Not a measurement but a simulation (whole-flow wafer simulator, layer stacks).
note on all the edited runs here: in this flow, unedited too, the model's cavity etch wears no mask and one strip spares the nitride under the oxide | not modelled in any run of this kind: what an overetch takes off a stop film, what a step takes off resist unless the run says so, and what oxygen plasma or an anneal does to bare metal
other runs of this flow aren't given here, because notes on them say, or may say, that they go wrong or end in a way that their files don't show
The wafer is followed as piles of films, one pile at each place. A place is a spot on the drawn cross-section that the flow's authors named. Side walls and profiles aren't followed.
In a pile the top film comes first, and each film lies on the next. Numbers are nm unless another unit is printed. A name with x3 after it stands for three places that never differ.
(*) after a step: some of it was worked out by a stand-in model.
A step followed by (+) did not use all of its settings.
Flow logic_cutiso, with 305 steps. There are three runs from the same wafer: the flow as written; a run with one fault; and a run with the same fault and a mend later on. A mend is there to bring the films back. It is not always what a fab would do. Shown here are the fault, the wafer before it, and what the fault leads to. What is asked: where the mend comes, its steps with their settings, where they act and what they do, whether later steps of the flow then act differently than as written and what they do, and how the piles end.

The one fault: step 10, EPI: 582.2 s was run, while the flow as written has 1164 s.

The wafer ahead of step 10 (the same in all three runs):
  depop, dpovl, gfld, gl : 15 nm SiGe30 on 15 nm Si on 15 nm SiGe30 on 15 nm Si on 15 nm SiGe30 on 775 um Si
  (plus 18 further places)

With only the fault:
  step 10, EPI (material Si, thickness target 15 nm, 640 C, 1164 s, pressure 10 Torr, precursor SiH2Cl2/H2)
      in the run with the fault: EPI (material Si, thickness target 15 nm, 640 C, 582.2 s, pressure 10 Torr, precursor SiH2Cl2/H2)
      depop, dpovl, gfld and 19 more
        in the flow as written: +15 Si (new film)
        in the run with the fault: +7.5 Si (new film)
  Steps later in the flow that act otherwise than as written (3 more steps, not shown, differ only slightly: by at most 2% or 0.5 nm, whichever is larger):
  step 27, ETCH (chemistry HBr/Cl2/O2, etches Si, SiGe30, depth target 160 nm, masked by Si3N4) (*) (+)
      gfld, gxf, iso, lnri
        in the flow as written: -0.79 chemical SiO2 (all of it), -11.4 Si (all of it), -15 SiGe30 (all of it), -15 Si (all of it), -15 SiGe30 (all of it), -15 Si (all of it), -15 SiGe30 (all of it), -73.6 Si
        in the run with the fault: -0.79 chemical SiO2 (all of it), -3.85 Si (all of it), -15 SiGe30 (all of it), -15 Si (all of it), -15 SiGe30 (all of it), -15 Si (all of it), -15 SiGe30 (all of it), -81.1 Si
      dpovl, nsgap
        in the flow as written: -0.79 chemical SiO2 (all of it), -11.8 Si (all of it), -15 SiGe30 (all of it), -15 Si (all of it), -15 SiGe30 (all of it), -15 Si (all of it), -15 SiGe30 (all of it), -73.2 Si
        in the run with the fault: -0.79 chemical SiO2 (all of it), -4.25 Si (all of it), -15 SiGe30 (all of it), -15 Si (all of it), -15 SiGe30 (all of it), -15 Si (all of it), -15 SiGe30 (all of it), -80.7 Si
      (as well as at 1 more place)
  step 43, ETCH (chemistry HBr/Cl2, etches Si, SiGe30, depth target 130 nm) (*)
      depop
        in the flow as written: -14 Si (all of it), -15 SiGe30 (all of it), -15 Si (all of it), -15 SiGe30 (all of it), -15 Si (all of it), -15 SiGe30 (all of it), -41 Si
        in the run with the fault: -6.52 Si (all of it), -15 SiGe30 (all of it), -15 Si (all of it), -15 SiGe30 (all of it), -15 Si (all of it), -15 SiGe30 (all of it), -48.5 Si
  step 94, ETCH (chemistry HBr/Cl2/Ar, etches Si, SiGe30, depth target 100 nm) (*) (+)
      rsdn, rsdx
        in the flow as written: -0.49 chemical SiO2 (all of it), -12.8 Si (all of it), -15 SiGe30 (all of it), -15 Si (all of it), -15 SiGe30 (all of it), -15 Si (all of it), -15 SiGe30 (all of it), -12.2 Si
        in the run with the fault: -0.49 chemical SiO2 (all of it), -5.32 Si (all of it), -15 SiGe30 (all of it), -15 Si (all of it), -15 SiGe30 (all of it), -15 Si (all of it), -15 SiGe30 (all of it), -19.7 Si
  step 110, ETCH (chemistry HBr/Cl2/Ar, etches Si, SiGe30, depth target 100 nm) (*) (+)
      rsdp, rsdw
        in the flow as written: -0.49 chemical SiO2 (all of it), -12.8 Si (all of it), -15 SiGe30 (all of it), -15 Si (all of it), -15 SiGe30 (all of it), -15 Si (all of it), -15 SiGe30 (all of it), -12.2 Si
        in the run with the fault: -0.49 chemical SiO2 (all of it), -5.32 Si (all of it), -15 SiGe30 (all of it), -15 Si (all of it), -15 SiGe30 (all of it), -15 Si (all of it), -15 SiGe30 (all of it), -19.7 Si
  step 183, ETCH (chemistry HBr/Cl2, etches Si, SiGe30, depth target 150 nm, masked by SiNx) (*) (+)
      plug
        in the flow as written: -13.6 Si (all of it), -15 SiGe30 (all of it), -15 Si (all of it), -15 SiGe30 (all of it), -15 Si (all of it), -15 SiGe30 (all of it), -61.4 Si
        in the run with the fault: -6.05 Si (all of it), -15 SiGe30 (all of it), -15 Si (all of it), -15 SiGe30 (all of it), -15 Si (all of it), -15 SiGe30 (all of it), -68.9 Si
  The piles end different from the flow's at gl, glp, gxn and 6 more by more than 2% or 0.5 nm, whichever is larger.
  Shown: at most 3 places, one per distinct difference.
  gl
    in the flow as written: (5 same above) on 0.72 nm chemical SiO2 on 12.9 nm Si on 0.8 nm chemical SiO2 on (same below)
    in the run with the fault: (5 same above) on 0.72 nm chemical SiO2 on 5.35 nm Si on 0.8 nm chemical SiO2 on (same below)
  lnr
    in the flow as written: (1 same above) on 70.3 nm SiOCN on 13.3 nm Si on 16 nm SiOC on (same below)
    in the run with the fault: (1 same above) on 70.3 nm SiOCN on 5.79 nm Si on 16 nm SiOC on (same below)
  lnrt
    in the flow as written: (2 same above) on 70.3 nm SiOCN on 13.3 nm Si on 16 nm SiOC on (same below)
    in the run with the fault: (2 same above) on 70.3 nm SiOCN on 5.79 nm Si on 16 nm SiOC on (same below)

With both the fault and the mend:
  The mend follows step 11.
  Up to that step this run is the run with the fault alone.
  step 11a, EPI (material Si, thickness target 15 nm, 640 C, 582.2 s, pressure 10 Torr, precursor SiH2Cl2/H2) (a further turn of the flow's step 10, with different settings)
      depop, dpovl, gfld and 19 more
        +7.5 Si
  Later steps of the flow that are run all act as written at every place that is followed.
  At every place that both follow, the piles at the end match the flow's.
